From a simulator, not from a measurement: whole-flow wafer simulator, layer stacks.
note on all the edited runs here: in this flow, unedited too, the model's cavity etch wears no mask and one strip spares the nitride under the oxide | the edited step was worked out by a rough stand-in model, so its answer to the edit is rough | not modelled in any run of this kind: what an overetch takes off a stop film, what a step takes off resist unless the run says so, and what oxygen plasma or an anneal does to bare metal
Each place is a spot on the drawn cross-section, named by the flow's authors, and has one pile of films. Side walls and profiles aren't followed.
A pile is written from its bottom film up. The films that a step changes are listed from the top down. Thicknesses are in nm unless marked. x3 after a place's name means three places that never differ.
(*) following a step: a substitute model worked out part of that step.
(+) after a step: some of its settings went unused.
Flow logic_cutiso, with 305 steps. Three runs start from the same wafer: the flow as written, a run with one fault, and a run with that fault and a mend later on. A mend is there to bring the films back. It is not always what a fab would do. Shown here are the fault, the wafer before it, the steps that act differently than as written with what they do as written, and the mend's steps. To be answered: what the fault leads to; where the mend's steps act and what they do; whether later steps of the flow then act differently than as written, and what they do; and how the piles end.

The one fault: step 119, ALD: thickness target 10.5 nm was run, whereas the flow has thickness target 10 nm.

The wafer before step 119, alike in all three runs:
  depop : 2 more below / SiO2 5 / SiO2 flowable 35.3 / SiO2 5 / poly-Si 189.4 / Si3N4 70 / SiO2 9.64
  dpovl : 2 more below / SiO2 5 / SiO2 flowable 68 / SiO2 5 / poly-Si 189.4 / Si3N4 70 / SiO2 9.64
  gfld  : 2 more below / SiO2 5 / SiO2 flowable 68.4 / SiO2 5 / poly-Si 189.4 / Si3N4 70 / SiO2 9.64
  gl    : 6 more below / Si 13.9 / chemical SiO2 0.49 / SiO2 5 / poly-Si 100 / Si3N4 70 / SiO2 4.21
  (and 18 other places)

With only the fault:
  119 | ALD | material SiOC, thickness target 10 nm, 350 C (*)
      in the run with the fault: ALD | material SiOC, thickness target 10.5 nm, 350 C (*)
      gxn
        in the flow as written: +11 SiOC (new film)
        in the run with the fault: +11.6 SiOC (new film)
  Steps later in the flow that act otherwise than as written (20 more steps, not shown, differ only slightly: by at most 2% or 0.5 nm, whichever is larger):
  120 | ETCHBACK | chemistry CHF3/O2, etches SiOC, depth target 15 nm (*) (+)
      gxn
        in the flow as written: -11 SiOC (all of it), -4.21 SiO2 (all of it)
        in the run with the fault: -11.6 SiOC (all of it), -3.43 SiO2
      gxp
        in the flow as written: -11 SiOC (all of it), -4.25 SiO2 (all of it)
        in the run with the fault: -11.5 SiOC (all of it), -3.46 SiO2
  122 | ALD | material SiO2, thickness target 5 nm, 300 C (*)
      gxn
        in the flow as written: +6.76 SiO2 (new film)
        in the run with the fault: +5.71 SiO2
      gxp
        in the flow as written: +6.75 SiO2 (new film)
        in the run with the fault: +5.92 SiO2
  At the end the piles are close to the flow's at the places that both follow, differing by at most 2% or 0.5 nm, whichever is larger.

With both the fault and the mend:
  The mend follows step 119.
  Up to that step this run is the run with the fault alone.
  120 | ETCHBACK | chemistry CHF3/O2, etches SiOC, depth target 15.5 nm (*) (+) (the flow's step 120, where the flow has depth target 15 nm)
      depop, dpovl, gfld, gxf, isow, ns, nsgap, plug
        -10.5 SiOC (all of it), -5 SiO2
      lnr, lnri, lnrp, lnrt
        -10.5 SiOC (all of it), -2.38 SiOCN
      rsdn, rsdp, rsdw, rsdx
        -10.5 SiOC (all of it)
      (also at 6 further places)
  Later steps of the flow that are run all act as written at every place that is followed, up to a difference of at most 2% or 0.5 nm, whichever is larger.
  The piles end the same as the flow's at every place that both follow.
